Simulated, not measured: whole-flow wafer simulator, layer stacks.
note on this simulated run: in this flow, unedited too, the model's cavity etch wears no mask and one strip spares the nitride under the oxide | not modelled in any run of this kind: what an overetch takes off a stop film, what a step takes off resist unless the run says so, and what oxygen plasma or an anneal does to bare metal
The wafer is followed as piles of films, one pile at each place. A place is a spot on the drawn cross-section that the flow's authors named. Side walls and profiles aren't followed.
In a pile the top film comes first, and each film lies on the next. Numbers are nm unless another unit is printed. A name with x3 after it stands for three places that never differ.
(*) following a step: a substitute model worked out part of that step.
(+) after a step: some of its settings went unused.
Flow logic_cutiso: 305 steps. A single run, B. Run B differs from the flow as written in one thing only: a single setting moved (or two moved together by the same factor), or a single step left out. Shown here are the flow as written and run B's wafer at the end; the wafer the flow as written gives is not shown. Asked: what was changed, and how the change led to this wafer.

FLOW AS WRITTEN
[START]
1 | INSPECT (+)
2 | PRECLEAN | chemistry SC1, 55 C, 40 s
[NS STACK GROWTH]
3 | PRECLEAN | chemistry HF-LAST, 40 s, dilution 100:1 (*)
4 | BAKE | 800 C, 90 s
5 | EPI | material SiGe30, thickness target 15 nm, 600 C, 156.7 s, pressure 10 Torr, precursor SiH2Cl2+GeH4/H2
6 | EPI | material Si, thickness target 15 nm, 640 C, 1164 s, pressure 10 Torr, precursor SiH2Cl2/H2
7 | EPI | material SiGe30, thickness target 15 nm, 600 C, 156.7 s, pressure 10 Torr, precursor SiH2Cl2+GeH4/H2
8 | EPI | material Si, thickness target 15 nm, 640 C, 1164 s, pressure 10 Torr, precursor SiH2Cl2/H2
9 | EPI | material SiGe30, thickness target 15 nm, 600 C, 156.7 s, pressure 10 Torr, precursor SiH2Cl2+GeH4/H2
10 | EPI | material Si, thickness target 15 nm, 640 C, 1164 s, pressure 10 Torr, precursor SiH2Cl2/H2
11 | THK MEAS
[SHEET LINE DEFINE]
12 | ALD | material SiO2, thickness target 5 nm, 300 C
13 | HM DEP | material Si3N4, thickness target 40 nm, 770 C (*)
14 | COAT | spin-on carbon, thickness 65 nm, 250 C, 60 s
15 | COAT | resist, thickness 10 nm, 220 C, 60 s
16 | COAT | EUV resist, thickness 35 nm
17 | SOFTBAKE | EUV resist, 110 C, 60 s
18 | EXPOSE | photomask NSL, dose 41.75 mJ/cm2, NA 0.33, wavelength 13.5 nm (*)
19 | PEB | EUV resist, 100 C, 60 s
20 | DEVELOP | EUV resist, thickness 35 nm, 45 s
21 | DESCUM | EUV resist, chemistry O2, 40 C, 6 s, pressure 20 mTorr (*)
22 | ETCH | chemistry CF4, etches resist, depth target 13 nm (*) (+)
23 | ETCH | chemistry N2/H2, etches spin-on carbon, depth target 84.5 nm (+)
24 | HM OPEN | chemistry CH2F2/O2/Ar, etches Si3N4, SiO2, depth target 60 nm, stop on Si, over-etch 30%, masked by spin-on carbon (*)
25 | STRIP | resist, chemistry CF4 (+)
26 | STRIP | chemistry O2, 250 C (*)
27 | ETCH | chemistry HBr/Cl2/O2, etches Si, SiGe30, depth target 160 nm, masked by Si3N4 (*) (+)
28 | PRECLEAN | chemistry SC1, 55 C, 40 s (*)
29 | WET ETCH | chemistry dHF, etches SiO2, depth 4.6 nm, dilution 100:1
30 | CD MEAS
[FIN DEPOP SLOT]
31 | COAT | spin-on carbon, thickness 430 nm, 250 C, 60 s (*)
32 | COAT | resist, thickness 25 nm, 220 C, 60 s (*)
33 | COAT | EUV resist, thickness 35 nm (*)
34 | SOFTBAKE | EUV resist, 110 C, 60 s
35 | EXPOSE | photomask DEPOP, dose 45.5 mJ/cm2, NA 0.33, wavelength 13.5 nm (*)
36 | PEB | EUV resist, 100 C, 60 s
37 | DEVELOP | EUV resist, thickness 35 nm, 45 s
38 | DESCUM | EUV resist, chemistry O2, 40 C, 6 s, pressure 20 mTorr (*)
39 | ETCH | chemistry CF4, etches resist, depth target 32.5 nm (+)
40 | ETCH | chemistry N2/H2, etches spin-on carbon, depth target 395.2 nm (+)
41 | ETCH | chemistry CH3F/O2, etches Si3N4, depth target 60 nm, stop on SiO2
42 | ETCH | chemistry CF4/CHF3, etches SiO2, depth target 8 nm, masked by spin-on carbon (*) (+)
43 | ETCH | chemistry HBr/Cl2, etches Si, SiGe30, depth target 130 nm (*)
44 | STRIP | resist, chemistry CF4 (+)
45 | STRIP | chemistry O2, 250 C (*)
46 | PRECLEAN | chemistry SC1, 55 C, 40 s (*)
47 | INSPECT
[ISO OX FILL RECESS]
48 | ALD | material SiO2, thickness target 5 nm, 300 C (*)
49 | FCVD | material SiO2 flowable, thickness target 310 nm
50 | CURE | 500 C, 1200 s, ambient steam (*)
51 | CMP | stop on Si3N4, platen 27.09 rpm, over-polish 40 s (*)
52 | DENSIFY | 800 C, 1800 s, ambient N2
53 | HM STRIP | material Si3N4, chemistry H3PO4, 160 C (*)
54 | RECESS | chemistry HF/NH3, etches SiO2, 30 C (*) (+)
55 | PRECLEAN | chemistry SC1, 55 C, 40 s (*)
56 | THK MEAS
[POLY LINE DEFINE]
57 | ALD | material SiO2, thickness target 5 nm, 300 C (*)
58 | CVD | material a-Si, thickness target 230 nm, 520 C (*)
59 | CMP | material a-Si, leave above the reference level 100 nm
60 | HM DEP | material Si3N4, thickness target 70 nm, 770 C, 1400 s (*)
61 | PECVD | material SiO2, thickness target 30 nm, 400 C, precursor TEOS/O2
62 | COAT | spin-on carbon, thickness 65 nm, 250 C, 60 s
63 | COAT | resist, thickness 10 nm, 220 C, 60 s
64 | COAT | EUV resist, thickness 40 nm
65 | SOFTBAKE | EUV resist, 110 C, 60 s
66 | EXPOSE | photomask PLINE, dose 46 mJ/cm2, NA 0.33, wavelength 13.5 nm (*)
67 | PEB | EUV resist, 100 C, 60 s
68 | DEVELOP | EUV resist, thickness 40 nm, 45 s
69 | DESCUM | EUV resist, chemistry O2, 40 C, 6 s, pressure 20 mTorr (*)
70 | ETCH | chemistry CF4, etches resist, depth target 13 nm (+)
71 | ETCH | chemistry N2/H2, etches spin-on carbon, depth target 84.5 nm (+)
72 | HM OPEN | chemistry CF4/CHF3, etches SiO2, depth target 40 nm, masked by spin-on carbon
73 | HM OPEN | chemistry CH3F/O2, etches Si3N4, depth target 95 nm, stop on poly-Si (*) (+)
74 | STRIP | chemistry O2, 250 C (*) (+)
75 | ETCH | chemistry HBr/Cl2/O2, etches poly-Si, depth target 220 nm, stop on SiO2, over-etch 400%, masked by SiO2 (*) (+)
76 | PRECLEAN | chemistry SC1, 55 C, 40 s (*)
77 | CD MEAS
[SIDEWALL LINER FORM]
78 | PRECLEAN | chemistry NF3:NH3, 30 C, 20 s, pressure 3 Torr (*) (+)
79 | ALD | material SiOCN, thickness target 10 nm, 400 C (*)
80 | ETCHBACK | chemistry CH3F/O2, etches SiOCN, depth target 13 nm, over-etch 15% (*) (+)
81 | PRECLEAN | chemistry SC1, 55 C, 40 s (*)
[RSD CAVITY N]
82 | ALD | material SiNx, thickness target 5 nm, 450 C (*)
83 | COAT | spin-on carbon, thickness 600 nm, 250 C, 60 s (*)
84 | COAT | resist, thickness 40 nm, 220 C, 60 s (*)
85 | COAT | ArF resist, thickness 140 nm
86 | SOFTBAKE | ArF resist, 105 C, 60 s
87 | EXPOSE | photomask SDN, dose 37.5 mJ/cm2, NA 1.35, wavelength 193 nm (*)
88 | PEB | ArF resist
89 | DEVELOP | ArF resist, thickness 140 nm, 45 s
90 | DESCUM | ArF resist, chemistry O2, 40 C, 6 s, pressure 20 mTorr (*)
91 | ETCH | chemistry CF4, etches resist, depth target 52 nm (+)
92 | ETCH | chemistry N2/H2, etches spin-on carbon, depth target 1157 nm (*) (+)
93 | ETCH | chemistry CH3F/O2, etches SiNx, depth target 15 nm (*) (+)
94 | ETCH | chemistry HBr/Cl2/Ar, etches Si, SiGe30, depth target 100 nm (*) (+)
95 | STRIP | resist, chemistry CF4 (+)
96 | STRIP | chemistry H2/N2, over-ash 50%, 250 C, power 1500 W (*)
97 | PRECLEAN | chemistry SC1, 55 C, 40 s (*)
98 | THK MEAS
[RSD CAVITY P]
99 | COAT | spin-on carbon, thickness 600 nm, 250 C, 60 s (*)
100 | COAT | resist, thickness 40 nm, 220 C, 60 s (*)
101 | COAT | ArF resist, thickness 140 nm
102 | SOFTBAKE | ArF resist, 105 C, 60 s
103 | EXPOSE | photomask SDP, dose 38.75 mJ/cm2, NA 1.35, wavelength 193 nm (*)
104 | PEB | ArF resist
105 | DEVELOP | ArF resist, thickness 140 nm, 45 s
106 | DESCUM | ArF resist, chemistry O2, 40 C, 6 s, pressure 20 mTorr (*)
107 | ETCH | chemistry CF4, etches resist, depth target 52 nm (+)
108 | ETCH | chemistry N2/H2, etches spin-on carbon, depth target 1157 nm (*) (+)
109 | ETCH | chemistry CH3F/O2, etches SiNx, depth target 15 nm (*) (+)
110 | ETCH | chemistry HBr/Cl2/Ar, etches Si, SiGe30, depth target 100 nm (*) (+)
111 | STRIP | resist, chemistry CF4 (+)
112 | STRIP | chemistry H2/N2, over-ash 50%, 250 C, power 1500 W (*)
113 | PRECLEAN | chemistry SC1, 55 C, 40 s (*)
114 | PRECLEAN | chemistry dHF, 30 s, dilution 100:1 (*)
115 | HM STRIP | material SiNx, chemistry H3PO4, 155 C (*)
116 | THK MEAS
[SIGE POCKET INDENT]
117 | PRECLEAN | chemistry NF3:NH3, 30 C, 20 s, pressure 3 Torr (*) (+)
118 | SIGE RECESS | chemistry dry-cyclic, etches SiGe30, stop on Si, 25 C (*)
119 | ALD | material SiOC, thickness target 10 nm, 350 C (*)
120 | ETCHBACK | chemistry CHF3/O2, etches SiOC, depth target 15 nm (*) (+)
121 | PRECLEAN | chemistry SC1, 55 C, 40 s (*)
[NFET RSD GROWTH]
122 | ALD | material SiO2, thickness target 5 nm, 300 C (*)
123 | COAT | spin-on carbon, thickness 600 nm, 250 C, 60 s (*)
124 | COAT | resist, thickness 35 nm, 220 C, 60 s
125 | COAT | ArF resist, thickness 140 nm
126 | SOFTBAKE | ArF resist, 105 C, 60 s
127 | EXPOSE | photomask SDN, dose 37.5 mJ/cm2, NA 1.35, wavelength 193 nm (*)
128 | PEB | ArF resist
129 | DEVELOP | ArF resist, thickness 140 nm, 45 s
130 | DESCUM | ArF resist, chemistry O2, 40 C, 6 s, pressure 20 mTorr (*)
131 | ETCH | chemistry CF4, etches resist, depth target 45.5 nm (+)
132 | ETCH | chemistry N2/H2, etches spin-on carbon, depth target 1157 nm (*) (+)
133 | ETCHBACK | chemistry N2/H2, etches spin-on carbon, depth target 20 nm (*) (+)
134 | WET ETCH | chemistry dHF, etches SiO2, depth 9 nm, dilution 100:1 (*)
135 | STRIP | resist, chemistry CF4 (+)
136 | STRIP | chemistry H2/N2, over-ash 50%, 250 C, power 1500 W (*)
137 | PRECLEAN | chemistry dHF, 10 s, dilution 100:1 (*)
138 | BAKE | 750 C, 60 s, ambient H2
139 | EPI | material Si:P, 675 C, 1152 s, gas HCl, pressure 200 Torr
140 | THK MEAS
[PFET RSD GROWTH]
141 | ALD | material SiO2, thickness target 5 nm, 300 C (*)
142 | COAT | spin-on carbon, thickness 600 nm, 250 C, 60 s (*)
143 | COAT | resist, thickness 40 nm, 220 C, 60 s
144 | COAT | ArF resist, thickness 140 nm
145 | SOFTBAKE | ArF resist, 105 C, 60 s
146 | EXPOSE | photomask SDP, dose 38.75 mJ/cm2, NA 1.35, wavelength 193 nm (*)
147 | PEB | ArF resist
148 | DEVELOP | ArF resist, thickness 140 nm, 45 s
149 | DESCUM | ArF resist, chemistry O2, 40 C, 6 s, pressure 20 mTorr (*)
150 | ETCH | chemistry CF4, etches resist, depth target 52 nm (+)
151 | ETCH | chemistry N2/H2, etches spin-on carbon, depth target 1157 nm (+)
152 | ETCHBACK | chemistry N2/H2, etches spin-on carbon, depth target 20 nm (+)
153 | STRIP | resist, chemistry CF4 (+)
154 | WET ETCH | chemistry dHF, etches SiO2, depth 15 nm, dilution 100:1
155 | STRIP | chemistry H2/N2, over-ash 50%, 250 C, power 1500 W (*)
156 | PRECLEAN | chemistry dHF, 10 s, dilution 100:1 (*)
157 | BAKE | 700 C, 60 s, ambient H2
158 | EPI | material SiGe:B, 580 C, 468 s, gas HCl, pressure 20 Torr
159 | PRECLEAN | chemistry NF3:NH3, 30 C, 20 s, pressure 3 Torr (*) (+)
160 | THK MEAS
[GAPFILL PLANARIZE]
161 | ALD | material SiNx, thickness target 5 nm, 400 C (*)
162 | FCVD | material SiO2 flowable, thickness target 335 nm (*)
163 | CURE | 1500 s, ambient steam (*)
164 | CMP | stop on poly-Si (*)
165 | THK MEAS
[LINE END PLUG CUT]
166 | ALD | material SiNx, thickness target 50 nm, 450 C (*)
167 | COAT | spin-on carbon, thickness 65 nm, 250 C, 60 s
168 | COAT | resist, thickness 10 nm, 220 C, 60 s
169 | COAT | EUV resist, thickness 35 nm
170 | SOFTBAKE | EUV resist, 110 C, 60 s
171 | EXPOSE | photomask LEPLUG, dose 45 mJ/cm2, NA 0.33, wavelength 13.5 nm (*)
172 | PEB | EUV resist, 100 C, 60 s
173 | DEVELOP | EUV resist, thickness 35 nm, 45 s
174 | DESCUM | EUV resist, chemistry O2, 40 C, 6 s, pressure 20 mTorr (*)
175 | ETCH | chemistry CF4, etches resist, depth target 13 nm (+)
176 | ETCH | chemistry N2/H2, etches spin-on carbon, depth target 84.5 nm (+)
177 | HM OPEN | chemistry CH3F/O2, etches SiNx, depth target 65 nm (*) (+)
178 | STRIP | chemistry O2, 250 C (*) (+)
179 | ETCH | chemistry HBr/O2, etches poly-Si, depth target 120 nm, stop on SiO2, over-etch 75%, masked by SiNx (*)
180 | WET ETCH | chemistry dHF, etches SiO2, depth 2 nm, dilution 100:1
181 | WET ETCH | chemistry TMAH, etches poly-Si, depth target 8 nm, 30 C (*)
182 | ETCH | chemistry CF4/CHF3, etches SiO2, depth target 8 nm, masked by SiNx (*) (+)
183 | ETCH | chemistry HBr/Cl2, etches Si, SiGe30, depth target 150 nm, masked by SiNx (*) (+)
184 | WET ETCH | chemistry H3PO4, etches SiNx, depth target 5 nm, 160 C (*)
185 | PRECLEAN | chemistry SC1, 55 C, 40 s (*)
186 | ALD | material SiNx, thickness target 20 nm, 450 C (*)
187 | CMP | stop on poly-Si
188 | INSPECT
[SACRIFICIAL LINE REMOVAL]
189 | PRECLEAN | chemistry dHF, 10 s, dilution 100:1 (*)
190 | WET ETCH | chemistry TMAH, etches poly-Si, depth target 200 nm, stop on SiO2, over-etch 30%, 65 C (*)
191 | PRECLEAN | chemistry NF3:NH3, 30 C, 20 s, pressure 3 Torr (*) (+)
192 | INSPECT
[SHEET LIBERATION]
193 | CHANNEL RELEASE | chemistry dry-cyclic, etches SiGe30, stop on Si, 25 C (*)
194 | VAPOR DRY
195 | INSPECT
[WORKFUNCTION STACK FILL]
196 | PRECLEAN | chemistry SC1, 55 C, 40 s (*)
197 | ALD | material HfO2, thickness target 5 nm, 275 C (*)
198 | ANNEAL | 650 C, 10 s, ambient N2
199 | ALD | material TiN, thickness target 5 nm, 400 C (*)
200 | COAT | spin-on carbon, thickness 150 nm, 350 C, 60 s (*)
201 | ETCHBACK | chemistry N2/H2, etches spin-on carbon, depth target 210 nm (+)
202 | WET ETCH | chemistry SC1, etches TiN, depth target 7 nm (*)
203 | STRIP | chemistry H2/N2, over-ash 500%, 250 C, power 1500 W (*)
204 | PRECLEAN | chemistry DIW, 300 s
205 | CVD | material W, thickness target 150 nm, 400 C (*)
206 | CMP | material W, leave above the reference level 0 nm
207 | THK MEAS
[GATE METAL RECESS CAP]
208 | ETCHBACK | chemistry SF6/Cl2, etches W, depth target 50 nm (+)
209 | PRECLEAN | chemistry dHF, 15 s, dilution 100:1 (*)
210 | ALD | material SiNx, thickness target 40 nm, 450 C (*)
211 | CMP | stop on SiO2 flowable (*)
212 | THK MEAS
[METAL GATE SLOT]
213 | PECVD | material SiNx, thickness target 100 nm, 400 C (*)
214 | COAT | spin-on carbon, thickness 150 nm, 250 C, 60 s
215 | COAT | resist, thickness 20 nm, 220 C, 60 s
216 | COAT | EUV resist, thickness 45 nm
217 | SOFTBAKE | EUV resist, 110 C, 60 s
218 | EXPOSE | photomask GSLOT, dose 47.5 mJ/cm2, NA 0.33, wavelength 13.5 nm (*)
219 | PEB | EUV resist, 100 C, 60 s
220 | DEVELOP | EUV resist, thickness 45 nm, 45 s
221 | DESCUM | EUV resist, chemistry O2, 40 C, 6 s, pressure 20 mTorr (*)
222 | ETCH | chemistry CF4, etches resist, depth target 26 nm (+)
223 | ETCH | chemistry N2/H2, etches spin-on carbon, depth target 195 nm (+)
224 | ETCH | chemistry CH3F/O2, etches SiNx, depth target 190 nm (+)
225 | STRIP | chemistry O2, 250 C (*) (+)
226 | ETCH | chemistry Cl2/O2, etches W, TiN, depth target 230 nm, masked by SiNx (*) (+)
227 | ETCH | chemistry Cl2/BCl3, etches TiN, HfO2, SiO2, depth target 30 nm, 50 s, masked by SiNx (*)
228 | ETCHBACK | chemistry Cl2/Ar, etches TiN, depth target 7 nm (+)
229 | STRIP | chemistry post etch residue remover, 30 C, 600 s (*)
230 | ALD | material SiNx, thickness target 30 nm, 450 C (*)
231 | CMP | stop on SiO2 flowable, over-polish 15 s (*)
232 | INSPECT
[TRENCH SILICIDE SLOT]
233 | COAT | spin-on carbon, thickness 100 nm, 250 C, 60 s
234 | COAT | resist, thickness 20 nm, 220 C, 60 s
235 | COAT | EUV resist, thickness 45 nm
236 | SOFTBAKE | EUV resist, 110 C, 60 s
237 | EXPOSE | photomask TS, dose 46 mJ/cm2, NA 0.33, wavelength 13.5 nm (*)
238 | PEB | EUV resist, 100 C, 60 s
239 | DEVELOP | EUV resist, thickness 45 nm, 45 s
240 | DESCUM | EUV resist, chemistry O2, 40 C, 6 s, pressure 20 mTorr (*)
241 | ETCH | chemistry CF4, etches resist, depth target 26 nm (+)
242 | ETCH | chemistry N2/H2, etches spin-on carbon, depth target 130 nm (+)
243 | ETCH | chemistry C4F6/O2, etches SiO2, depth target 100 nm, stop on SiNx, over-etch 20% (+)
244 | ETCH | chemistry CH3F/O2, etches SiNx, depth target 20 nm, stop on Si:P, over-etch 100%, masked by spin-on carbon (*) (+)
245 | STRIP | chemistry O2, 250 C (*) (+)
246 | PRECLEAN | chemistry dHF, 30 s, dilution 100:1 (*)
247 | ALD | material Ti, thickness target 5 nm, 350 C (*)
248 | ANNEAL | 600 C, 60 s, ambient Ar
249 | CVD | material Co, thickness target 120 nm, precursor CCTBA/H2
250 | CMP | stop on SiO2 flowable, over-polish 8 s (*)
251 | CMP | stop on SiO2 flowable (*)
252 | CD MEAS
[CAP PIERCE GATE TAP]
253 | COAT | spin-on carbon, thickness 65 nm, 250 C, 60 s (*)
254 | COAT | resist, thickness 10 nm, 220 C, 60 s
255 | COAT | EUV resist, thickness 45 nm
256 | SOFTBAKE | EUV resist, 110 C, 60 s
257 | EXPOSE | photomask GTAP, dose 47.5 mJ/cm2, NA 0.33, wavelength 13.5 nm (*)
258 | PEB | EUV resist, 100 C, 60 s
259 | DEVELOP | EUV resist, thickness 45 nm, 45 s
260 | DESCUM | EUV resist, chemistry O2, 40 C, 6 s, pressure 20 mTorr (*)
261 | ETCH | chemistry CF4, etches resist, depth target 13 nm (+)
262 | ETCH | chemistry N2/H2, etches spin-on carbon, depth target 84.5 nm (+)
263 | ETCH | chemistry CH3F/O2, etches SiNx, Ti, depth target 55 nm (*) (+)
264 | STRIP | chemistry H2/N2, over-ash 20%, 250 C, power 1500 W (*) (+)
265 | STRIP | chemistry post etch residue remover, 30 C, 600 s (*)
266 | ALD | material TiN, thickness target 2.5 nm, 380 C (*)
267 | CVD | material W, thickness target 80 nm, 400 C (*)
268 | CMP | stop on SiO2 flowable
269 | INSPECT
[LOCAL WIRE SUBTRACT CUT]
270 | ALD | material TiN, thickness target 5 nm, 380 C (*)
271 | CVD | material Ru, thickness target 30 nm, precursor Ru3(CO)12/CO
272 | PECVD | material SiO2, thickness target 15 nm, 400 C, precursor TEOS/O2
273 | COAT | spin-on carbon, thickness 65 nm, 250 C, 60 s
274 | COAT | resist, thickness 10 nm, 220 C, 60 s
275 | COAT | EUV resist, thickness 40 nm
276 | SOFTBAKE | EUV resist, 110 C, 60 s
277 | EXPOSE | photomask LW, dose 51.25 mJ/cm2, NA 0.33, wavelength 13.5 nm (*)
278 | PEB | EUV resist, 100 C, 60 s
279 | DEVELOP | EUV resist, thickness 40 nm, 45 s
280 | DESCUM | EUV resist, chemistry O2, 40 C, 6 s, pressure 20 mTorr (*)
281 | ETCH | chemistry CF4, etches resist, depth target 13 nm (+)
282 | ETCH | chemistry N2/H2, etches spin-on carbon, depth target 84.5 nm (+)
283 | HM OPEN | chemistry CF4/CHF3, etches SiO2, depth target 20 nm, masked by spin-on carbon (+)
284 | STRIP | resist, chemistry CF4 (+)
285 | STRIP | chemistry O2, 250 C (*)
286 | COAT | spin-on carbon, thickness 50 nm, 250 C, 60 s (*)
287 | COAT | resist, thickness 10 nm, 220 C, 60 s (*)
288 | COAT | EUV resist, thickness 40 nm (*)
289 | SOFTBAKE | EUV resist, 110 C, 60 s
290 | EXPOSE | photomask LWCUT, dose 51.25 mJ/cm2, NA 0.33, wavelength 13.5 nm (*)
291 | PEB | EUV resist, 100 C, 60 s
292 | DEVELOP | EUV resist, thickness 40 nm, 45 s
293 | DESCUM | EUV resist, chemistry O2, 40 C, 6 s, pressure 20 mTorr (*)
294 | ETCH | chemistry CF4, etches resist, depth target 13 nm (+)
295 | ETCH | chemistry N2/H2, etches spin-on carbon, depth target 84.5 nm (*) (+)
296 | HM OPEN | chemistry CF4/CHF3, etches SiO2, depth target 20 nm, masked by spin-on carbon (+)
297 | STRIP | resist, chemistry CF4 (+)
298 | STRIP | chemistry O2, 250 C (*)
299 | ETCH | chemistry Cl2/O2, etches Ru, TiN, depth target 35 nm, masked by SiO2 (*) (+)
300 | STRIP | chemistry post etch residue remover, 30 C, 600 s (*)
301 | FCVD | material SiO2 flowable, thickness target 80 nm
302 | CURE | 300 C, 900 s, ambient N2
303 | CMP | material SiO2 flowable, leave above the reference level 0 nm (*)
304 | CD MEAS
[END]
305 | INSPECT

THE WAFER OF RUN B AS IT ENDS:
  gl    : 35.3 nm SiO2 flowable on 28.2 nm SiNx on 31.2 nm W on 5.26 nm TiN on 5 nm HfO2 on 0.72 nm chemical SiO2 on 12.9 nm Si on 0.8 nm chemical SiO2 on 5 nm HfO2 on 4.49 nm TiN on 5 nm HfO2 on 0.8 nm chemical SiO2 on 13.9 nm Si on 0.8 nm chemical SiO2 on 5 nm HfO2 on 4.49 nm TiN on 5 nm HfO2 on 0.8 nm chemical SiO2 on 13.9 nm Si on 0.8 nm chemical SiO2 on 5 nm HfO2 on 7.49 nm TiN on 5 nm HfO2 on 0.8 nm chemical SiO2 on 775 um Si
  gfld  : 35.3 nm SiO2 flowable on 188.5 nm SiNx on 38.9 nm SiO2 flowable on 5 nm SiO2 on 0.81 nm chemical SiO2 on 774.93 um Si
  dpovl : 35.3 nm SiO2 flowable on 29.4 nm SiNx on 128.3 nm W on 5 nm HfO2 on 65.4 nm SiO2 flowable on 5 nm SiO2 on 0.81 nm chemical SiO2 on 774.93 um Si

What caused this: step 5, EPI: thickness target 18 nm was run, whereas the flow has thickness target 15 nm; step 5, EPI: 188 s was run, where the flow has 156.7 s.

How this came from the change, step by step:
  5 | EPI | material SiGe30, thickness target 15 nm, 600 C, 156.7 s, pressure 10 Torr, precursor SiH2Cl2+GeH4/H2
      depop, dpovl, gfld and 19 more: +18 SiGe30 (new film) (it would be, as written: +15 SiGe30 (new film))
  27 | ETCH | chemistry HBr/Cl2/O2, etches Si, SiGe30, depth target 160 nm, masked by Si3N4 (*) (+)
      gfld, gxf, iso, lnri: -0.79 chemical SiO2 (all of it), -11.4 Si (all of it), -15 SiGe30 (all of it), -15 Si (all of it), -15 SiGe30 (all of it), -15 Si (all of it), -18 SiGe30 (all of it), -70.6 Si (it would be, as written: -0.79 chemical SiO2 (all of it), -11.4 Si (all of it), -15 SiGe30 (all of it), -15 Si (all of it), -15 SiGe30 (all of it), -15 Si (all of it), -15 SiGe30 (all of it), -73.6 Si)
      dpovl, nsgap: -0.79 chemical SiO2 (all of it), -11.8 Si (all of it), -15 SiGe30 (all of it), -15 Si (all of it), -15 SiGe30 (all of it), -15 Si (all of it), -18 SiGe30 (all of it), -70.2 Si (it would be, as written: -0.79 chemical SiO2 (all of it), -11.8 Si (all of it), -15 SiGe30 (all of it), -15 Si (all of it), -15 SiGe30 (all of it), -15 Si (all of it), -15 SiGe30 (all of it), -73.2 Si)
      (as well as at 1 more place)
  43 | ETCH | chemistry HBr/Cl2, etches Si, SiGe30, depth target 130 nm (*)
      depop: -14 Si (all of it), -15 SiGe30 (all of it), -15 Si (all of it), -15 SiGe30 (all of it), -15 Si (all of it), -18 SiGe30 (all of it), -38 Si (it would be, as written: -14 Si (all of it), -15 SiGe30 (all of it), -15 Si (all of it), -15 SiGe30 (all of it), -15 Si (all of it), -15 SiGe30 (all of it), -41 Si)
  94 | ETCH | chemistry HBr/Cl2/Ar, etches Si, SiGe30, depth target 100 nm (*) (+)
      rsdn, rsdx: -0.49 chemical SiO2 (all of it), -12.8 Si (all of it), -15 SiGe30 (all of it), -15 Si (all of it), -15 SiGe30 (all of it), -15 Si (all of it), -18 SiGe30 (all of it), -9.16 Si (it would be, as written: -0.49 chemical SiO2 (all of it), -12.8 Si (all of it), -15 SiGe30 (all of it), -15 Si (all of it), -15 SiGe30 (all of it), -15 Si (all of it), -15 SiGe30 (all of it), -12.2 Si)
  110 | ETCH | chemistry HBr/Cl2/Ar, etches Si, SiGe30, depth target 100 nm (*) (+)
      rsdp, rsdw: -0.49 chemical SiO2 (all of it), -12.8 Si (all of it), -15 SiGe30 (all of it), -15 Si (all of it), -15 SiGe30 (all of it), -15 Si (all of it), -18 SiGe30 (all of it), -9.16 Si (it would be, as written: -0.49 chemical SiO2 (all of it), -12.8 Si (all of it), -15 SiGe30 (all of it), -15 Si (all of it), -15 SiGe30 (all of it), -15 Si (all of it), -15 SiGe30 (all of it), -12.2 Si)
  118 | SIGE RECESS | chemistry dry-cyclic, etches SiGe30, stop on Si, 25 C (*)
      lnr, lnrp, lnrt: -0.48 SiOCN, -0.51 Si, +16 cavity (new film), -15 SiGe30 (all of it), -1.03 Si, +16 cavity (new film), -15 SiGe30 (all of it), -1.03 Si, +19 cavity (new film), -18 SiGe30 (all of it), -0.51 Si (it would be, as written: -0.48 SiOCN, -0.51 Si, +16 cavity (new film), -15 SiGe30 (all of it), -1.03 Si, +16 cavity (new film), -15 SiGe30 (all of it), -1.03 Si, +16 cavity (new film), -15 SiGe30 (all of it), -0.51 Si)
  119 | ALD | material SiOC, thickness target 10 nm, 350 C (*)
      lnr, lnrp, lnrt: +10 SiOC (new film), +16 SiOC (new film), -16 cavity (all of it), +16 SiOC (new film), -16 cavity (all of it), +19 SiOC (new film), -19 cavity (all of it) (it would be, as written: +10 SiOC (new film), +16 SiOC (new film), -16 cavity (all of it), +16 SiOC (new film), -16 cavity (all of it), +16 SiOC (new film), -16 cavity (all of it))
  183 | ETCH | chemistry HBr/Cl2, etches Si, SiGe30, depth target 150 nm, masked by SiNx (*) (+)
      plug: -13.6 Si (all of it), -15 SiGe30 (all of it), -15 Si (all of it), -15 SiGe30 (all of it), -15 Si (all of it), -18 SiGe30 (all of it), -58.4 Si (it would be, as written: -13.6 Si (all of it), -15 SiGe30 (all of it), -15 Si (all of it), -15 SiGe30 (all of it), -15 Si (all of it), -15 SiGe30 (all of it), -61.4 Si)
  193 | CHANNEL RELEASE | chemistry dry-cyclic, etches SiGe30, stop on Si, 25 C (*)
      gl, glp, gxn, gxp, ns, tap: +0.8 chemical SiO2 (new film), -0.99 Si, +0.8 chemical SiO2 (new film), +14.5 cavity (new film), +0.8 chemical SiO2 (new film), -15 SiGe30 (all of it), -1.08 Si, +0.8 chemical SiO2 (new film), +14.5 cavity (new film), +0.8 chemical SiO2 (new film), -15 SiGe30 (all of it), -1.08 Si, +0.8 chemical SiO2 (new film), +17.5 cavity (new film), +0.8 chemical SiO2 (new film), -18 SiGe30 (all of it), -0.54 Si (it would be, as written: +0.8 chemical SiO2 (new film), -0.99 Si, +0.8 chemical SiO2 (new film), +14.5 cavity (new film), +0.8 chemical SiO2 (new film), -15 SiGe30 (all of it), -1.08 Si, +0.8 chemical SiO2 (new film), +14.5 cavity (new film), +0.8 chemical SiO2 (new film), -15 SiGe30 (all of it), -1.08 Si, +0.8 chemical SiO2 (new film), +14.5 cavity (new film), +0.8 chemical SiO2 (new film), -15 SiGe30 (all of it), -0.54 Si)
  199 | ALD | material TiN, thickness target 5 nm, 400 C (*)
      gl, glp, tap: +5.26 TiN (new film), +4.49 TiN (new film), -4.49 cavity (all of it), +4.49 TiN (new film), -4.49 cavity (all of it), +7.49 TiN (new film), -7.49 cavity (all of it) (it would be, as written: +5.26 TiN (new film), +4.49 TiN (new film), -4.49 cavity (all of it), +4.49 TiN (new film), -4.49 cavity (all of it), +4.49 TiN (new film), -4.49 cavity (all of it))
      gxn, gxp, ns: +5 TiN (new film), +4.49 TiN (new film), -4.49 cavity (all of it), +4.49 TiN (new film), -4.49 cavity (all of it), +7.49 TiN (new film), -7.49 cavity (all of it) (it would be, as written: +5 TiN (new film), +4.49 TiN (new film), -4.49 cavity (all of it), +4.49 TiN (new film), -4.49 cavity (all of it), +4.49 TiN (new film), -4.49 cavity (all of it))
